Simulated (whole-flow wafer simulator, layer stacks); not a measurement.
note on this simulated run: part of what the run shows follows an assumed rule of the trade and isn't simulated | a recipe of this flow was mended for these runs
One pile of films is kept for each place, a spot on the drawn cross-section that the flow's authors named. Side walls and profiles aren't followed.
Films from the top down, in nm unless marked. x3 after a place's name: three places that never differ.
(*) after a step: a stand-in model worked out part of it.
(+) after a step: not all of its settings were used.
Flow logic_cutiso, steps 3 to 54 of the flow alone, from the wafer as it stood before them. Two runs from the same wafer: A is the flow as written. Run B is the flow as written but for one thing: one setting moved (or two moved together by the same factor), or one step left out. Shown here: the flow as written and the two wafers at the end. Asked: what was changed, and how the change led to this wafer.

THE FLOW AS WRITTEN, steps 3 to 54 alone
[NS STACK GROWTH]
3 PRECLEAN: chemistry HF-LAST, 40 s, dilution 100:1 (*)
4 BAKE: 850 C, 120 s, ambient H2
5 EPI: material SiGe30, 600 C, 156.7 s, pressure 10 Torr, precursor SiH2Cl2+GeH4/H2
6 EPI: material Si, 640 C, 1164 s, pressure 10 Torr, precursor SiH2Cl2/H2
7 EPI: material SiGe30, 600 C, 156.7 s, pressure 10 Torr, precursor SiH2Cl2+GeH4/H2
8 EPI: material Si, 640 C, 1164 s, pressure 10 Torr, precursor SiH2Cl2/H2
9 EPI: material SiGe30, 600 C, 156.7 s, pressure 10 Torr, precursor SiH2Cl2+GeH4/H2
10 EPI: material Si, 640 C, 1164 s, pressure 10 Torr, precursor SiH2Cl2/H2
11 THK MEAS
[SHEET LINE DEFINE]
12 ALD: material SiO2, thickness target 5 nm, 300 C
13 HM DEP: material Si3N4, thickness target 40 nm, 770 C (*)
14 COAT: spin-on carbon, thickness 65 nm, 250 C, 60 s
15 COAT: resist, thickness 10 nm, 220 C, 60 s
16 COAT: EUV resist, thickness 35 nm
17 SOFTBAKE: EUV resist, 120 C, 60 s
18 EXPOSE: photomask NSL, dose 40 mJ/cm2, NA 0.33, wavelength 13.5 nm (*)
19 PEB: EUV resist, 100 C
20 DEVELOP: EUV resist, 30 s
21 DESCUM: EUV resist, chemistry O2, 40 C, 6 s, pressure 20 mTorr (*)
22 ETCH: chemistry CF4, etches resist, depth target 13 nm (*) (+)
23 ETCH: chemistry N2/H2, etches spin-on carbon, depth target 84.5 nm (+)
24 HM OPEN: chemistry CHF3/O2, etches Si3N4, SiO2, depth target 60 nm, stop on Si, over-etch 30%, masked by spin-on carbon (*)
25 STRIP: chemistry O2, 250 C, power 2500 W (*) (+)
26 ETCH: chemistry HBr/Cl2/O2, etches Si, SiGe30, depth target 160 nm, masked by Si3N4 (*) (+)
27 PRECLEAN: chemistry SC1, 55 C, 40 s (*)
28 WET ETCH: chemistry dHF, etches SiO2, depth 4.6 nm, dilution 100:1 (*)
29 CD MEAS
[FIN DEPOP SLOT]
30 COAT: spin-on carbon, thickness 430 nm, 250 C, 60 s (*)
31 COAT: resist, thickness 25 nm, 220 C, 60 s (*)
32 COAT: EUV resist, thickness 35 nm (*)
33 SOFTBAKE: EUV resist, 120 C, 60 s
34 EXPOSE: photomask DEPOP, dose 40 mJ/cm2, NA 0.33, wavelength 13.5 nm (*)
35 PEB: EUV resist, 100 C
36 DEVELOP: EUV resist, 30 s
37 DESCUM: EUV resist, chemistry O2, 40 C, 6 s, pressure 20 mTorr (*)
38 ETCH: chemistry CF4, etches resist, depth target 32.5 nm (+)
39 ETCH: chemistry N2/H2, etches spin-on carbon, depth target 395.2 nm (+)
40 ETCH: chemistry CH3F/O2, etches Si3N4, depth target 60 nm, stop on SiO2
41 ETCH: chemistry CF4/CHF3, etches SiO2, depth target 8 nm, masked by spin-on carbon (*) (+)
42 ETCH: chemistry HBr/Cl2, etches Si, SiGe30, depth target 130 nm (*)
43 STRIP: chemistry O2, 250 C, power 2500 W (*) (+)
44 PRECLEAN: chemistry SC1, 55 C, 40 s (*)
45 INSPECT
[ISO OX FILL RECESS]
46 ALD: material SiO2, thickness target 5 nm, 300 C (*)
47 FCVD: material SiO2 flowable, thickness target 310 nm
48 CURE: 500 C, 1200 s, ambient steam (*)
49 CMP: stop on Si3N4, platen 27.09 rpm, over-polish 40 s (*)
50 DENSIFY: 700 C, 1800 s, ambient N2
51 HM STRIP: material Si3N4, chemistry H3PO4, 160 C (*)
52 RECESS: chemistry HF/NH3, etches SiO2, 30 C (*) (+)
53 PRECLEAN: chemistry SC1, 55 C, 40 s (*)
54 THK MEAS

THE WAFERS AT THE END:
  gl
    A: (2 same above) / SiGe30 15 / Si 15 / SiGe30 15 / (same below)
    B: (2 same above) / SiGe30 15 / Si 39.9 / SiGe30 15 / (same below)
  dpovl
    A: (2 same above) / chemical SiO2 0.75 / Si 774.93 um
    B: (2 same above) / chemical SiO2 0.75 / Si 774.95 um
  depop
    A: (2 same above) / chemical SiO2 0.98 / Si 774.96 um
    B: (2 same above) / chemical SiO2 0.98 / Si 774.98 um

The cause: step 8, EPI: 663 C was run, where the flow has 640 C.

How the change led to this, step by step:
  8 EPI: material Si, 640 C, 1164 s, pressure 10 Torr, precursor SiH2Cl2/H2
      depop, dpovl, gfld and 19 more: A Si +15 (new film) | B Si +39.9 (new film)
  26 ETCH: chemistry HBr/Cl2/O2, etches Si, SiGe30, depth target 160 nm, masked by Si3N4 (*) (+)
      dpovl, gfld, gxf, iso, isow, lnri, nsgap: A chemical SiO2 -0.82 (all of it), Si -12 (all of it), SiGe30 -15 (all of it), Si -15 (all of it), SiGe30 -15 (all of it), Si -15 (all of it), SiGe30 -15 (all of it), Si -73 | B chemical SiO2 -0.82 (all of it), Si -12 (all of it), SiGe30 -15 (all of it), Si -39.9 (all of it), SiGe30 -15 (all of it), Si -15 (all of it), SiGe30 -15 (all of it), Si -48.1
  42 ETCH: chemistry HBr/Cl2, etches Si, SiGe30, depth target 130 nm (*)
      depop: A Si -13.8 (all of it), SiGe30 -15 (all of it), Si -15 (all of it), SiGe30 -15 (all of it), Si -15 (all of it), SiGe30 -15 (all of it), Si -41.2 | B Si -13.8 (all of it), SiGe30 -15 (all of it), Si -39.9 (all of it), SiGe30 -15 (all of it), Si -15 (all of it), SiGe30 -15 (all of it), Si -16.3
